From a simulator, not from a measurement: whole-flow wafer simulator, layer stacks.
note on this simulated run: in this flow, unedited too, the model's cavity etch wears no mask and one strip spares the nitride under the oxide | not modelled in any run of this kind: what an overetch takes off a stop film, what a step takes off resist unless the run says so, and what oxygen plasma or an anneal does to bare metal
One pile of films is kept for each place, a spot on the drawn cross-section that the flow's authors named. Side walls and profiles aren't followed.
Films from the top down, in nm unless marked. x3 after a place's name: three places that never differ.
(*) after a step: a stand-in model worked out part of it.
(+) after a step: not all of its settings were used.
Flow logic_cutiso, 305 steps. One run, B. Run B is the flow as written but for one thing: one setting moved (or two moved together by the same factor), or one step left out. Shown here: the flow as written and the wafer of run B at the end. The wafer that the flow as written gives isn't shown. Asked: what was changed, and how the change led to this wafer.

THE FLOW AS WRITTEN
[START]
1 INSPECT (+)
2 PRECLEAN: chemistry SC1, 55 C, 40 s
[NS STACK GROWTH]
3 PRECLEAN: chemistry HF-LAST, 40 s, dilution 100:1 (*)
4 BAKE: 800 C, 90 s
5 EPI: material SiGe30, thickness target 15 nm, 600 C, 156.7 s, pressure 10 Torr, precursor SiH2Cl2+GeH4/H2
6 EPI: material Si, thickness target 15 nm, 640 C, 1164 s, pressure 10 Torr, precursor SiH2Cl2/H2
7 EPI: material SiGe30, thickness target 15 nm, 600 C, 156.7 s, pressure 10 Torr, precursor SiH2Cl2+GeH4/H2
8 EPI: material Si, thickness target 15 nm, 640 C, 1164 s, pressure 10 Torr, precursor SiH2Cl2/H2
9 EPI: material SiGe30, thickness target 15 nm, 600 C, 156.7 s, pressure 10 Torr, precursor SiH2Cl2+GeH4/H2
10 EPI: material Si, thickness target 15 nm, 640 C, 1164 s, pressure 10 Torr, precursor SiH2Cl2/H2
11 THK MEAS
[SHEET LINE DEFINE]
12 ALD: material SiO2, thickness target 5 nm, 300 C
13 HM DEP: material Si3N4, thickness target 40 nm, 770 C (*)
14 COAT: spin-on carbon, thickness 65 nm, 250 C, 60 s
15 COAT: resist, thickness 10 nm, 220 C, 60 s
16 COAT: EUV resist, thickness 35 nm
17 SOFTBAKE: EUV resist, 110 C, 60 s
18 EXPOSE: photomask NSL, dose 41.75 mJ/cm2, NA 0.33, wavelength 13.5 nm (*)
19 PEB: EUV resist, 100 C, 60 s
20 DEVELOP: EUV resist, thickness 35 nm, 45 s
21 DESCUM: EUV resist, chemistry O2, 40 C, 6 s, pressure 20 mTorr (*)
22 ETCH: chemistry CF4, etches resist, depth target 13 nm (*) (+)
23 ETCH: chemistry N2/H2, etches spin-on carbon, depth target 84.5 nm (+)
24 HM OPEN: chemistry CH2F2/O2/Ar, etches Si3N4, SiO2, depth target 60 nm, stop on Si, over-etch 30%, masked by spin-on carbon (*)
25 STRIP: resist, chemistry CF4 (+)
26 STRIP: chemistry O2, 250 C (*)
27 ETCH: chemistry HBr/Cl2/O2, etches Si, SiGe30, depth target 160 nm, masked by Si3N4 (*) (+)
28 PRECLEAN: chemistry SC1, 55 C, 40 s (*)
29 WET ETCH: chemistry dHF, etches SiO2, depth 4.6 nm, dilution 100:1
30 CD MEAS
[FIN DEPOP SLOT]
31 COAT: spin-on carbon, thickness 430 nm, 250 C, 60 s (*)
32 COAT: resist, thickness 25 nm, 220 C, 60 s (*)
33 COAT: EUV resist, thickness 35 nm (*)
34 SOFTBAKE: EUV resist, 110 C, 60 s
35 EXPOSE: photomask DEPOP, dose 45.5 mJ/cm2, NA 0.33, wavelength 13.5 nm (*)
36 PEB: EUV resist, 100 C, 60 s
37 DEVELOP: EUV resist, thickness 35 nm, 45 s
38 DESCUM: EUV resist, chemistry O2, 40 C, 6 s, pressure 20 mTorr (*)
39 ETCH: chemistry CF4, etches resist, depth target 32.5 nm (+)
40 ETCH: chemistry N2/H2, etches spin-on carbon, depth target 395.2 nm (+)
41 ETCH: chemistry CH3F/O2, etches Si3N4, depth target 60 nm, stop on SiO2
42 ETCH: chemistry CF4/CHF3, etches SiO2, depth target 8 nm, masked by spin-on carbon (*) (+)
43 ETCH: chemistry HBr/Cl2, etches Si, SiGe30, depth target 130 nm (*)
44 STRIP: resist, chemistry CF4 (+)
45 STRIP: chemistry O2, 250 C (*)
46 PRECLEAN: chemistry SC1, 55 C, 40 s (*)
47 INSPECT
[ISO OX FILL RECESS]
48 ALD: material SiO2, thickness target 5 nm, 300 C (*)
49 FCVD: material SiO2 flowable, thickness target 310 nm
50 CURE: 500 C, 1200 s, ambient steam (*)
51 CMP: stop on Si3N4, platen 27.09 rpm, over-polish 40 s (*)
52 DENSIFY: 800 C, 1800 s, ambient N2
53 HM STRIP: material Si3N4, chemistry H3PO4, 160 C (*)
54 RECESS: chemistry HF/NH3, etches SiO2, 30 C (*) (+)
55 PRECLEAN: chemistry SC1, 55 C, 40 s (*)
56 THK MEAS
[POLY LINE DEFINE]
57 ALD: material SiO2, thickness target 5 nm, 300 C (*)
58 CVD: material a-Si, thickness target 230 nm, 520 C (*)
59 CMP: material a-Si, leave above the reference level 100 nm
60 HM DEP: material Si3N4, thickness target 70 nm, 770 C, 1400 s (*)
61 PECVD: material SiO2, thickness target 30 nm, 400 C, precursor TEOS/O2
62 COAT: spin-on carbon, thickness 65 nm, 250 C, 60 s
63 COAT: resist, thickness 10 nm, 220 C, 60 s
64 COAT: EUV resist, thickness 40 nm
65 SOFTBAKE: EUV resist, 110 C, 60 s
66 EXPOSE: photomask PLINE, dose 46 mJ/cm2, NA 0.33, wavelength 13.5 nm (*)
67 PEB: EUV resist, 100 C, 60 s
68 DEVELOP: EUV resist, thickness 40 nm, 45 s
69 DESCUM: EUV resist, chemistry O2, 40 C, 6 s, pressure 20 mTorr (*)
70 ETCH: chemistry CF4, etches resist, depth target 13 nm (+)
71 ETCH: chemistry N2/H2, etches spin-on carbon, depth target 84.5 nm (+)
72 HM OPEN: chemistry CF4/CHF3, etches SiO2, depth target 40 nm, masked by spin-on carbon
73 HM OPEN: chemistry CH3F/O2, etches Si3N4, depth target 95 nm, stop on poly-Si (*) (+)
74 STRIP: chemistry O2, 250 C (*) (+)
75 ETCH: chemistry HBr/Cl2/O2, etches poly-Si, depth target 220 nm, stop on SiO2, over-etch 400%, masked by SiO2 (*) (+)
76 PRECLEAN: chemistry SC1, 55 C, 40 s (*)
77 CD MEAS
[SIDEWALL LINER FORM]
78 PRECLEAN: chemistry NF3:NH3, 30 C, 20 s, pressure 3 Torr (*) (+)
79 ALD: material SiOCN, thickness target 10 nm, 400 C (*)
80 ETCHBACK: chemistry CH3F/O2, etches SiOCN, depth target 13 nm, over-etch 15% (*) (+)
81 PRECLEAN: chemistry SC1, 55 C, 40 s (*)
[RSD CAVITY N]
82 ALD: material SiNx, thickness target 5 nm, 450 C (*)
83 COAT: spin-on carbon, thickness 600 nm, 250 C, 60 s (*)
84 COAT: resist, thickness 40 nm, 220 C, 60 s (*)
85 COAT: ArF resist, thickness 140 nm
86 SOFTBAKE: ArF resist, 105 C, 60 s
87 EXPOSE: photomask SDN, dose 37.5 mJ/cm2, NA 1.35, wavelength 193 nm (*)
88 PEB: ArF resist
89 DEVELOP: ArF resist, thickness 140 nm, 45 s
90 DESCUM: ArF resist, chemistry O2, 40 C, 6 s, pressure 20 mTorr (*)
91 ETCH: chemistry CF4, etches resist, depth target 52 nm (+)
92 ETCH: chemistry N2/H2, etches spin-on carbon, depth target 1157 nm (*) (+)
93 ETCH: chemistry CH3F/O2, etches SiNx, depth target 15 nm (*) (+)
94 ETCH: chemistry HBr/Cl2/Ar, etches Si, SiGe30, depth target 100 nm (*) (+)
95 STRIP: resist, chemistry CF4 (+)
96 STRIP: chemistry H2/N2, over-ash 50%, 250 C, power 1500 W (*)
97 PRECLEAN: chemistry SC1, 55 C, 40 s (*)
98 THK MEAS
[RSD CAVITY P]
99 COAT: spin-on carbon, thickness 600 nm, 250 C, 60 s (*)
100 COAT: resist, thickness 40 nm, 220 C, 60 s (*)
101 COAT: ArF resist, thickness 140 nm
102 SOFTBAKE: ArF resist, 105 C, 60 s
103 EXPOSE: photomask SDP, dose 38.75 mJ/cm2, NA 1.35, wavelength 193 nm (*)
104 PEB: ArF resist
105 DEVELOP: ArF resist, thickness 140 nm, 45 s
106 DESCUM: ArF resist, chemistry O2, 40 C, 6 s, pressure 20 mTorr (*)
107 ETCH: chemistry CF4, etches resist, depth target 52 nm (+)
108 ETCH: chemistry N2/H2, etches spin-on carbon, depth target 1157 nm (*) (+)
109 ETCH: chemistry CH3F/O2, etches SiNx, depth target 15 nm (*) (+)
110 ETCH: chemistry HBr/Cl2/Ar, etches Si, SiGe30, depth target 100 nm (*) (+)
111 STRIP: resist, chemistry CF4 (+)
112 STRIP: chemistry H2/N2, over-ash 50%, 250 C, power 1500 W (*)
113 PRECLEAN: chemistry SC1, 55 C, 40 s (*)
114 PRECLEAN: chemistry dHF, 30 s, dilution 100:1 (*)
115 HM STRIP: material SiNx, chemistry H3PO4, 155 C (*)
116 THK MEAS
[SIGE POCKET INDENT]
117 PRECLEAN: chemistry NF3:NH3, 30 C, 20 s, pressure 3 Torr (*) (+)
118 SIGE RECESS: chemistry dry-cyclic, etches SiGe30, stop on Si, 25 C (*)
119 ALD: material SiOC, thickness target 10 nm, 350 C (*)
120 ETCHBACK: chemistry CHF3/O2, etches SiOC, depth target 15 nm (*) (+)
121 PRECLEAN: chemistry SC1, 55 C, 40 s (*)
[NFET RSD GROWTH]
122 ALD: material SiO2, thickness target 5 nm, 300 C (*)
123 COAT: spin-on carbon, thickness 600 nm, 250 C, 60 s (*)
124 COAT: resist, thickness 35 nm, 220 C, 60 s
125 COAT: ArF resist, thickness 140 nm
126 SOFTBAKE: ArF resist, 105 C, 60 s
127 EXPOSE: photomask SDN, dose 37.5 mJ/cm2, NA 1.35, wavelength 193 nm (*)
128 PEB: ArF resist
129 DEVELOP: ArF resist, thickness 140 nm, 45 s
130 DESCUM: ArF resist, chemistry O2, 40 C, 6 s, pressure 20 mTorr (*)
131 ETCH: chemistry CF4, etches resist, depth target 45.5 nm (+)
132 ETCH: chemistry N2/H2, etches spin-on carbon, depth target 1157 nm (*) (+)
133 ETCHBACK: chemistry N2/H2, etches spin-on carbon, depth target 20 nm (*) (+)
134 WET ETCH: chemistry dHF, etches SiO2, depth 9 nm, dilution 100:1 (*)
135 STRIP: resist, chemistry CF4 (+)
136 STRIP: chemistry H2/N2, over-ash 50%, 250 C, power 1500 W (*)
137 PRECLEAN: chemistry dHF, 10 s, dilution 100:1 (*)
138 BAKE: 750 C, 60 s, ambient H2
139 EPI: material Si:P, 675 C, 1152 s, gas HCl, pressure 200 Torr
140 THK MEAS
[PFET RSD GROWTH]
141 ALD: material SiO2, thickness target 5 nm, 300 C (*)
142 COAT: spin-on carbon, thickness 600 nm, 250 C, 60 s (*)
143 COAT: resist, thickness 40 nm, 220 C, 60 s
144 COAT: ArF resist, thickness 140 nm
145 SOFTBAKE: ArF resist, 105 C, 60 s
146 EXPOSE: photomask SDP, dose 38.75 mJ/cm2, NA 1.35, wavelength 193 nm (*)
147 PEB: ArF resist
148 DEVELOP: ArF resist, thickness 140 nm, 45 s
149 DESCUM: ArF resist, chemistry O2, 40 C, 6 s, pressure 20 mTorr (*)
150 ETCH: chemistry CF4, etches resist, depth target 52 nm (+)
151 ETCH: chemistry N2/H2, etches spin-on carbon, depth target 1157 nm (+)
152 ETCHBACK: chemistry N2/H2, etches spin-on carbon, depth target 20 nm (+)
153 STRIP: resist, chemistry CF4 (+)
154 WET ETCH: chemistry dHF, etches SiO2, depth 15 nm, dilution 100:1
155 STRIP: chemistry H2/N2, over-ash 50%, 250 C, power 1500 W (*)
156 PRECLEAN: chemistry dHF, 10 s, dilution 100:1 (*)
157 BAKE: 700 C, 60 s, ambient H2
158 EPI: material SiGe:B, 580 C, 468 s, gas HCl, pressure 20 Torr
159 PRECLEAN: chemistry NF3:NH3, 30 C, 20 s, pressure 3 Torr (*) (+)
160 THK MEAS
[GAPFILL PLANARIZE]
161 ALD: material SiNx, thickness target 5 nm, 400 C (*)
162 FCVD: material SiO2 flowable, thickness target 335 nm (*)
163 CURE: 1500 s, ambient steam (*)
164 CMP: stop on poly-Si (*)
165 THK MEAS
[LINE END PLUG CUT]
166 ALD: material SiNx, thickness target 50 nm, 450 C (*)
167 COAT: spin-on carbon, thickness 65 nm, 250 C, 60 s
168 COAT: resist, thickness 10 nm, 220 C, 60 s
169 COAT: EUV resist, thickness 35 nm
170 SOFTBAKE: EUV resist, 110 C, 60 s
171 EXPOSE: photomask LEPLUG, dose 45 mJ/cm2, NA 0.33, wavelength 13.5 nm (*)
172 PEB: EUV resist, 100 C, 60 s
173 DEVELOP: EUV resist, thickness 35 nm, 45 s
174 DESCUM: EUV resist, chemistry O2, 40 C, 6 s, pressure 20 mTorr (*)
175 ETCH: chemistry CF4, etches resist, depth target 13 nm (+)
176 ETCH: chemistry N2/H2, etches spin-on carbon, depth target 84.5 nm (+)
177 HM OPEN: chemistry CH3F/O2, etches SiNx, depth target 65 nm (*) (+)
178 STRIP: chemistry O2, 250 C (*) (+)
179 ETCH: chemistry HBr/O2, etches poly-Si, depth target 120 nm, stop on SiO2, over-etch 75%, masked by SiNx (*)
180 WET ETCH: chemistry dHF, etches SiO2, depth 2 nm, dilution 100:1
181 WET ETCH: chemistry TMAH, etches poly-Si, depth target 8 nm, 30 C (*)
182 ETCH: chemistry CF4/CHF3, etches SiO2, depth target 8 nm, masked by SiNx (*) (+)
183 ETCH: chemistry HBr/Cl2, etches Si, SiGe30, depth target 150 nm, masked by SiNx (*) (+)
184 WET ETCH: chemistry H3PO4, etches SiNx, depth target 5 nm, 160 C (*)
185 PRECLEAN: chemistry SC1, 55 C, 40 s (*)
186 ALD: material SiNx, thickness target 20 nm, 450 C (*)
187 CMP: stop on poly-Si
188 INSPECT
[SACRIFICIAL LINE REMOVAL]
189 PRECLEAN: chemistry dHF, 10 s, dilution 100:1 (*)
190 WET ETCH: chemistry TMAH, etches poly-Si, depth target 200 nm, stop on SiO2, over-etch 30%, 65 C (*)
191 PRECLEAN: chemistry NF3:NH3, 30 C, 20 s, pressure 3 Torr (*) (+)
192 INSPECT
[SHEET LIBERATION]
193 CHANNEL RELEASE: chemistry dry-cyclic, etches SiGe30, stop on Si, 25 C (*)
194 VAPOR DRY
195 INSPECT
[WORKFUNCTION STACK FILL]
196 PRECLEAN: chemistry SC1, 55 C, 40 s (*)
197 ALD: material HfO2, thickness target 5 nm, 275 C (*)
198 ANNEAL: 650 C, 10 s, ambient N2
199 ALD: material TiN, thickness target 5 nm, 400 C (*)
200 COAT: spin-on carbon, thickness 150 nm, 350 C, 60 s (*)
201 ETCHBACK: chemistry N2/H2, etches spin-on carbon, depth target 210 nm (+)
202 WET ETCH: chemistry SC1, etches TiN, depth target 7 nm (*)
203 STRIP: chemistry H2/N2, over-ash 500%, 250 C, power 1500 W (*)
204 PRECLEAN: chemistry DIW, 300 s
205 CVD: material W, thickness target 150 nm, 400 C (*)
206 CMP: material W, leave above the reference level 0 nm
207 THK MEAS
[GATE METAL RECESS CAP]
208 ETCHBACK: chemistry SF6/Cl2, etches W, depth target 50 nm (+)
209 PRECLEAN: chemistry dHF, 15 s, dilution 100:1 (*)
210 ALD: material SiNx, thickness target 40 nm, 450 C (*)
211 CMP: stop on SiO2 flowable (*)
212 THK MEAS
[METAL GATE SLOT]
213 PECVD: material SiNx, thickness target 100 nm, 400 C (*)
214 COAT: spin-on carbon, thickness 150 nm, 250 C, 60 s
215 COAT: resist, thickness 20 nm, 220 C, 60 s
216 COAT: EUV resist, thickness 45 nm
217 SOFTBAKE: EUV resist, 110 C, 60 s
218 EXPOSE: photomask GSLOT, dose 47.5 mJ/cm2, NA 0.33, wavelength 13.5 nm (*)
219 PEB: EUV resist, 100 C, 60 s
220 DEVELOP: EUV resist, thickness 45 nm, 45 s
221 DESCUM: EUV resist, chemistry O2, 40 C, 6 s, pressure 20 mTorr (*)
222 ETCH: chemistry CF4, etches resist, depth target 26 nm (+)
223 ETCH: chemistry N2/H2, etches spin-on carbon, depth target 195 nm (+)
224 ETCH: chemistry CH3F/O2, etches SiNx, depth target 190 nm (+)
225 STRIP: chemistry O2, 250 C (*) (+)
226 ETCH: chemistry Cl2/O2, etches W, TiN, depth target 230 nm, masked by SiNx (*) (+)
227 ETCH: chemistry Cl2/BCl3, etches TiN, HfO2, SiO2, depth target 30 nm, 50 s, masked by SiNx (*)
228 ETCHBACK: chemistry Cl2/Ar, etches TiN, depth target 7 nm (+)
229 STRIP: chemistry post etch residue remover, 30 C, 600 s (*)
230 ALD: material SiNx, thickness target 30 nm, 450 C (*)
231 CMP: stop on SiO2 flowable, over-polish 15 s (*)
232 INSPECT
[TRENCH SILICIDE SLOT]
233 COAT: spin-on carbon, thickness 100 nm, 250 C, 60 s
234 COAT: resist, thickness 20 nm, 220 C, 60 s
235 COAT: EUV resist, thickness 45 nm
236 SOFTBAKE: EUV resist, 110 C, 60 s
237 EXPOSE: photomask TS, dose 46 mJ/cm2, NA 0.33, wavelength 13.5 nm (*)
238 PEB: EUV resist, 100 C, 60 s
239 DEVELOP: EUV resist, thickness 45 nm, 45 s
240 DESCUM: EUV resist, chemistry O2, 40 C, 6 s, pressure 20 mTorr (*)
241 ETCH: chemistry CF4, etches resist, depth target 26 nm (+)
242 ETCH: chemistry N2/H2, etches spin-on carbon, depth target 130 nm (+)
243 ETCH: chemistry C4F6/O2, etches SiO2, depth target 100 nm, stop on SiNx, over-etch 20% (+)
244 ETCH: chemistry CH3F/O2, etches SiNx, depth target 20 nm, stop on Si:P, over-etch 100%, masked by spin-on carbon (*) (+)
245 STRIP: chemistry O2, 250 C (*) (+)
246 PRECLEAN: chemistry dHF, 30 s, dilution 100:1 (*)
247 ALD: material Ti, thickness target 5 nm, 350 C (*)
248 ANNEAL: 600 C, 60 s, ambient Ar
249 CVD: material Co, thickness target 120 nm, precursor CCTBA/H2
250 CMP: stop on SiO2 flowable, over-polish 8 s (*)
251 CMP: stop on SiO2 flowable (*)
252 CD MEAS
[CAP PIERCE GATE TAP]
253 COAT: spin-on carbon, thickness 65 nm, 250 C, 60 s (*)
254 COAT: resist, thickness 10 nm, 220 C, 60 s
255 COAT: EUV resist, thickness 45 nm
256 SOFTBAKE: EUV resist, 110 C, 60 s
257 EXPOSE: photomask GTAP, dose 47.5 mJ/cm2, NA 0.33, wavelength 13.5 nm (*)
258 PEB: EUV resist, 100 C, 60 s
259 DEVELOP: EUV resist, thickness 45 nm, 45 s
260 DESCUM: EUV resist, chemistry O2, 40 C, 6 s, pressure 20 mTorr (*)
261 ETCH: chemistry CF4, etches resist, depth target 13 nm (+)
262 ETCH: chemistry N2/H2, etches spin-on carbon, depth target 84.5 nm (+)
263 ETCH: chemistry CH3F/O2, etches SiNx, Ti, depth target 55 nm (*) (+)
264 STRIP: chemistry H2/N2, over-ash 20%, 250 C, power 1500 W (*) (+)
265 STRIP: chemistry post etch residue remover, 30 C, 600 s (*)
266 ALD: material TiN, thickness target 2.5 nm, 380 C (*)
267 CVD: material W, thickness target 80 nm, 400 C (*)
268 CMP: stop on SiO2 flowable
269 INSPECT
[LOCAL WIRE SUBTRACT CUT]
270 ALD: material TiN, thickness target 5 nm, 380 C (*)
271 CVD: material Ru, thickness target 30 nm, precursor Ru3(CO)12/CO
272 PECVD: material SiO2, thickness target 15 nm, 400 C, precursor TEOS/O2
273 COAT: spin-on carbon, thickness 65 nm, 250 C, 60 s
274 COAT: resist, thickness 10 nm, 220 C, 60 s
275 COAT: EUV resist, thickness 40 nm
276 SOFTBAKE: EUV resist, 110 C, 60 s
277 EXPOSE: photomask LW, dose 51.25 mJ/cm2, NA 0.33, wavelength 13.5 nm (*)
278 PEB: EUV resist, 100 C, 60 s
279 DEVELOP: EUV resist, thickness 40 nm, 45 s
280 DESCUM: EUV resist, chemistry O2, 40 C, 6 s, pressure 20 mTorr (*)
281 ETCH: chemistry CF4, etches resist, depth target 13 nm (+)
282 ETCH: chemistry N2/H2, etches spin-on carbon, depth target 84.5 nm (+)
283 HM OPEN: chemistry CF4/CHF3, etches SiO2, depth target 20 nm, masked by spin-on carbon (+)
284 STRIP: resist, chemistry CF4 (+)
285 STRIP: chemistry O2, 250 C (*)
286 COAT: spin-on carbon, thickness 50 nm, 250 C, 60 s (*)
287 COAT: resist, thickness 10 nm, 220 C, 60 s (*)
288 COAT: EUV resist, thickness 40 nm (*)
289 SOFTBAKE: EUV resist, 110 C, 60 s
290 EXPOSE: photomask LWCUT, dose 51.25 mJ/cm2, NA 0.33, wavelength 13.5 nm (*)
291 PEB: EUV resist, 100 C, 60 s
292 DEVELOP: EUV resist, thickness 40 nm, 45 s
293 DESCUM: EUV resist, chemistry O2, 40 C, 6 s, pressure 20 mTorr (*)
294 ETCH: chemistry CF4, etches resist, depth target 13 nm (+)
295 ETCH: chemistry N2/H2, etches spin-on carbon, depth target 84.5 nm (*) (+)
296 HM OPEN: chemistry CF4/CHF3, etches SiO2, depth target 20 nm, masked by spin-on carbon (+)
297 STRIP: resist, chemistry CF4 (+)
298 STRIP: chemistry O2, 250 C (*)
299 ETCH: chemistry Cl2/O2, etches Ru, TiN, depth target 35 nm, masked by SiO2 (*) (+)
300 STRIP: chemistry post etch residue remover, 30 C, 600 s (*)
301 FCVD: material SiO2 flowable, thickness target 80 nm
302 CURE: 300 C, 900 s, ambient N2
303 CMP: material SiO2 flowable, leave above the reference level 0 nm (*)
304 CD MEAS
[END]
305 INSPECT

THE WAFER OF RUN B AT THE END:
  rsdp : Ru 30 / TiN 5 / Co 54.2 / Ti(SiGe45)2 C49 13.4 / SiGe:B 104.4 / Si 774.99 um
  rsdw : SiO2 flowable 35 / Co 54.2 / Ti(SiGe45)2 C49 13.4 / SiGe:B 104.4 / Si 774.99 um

The cause: step 248, ANNEAL: 690 C was run, where the flow has 600 C.

How the change led to this, step by step:
  248 ANNEAL: 600 C, 60 s, ambient Ar
      rsdp, rsdw: Ti(SiGe45)2 C49 +13.4 (new film), Ti -5 (all of it), SiGe:B -12 (as written it would be: Ti(SiGe45) first +8.95 (new film), Ti -5 (all of it), SiGe:B -5.98)
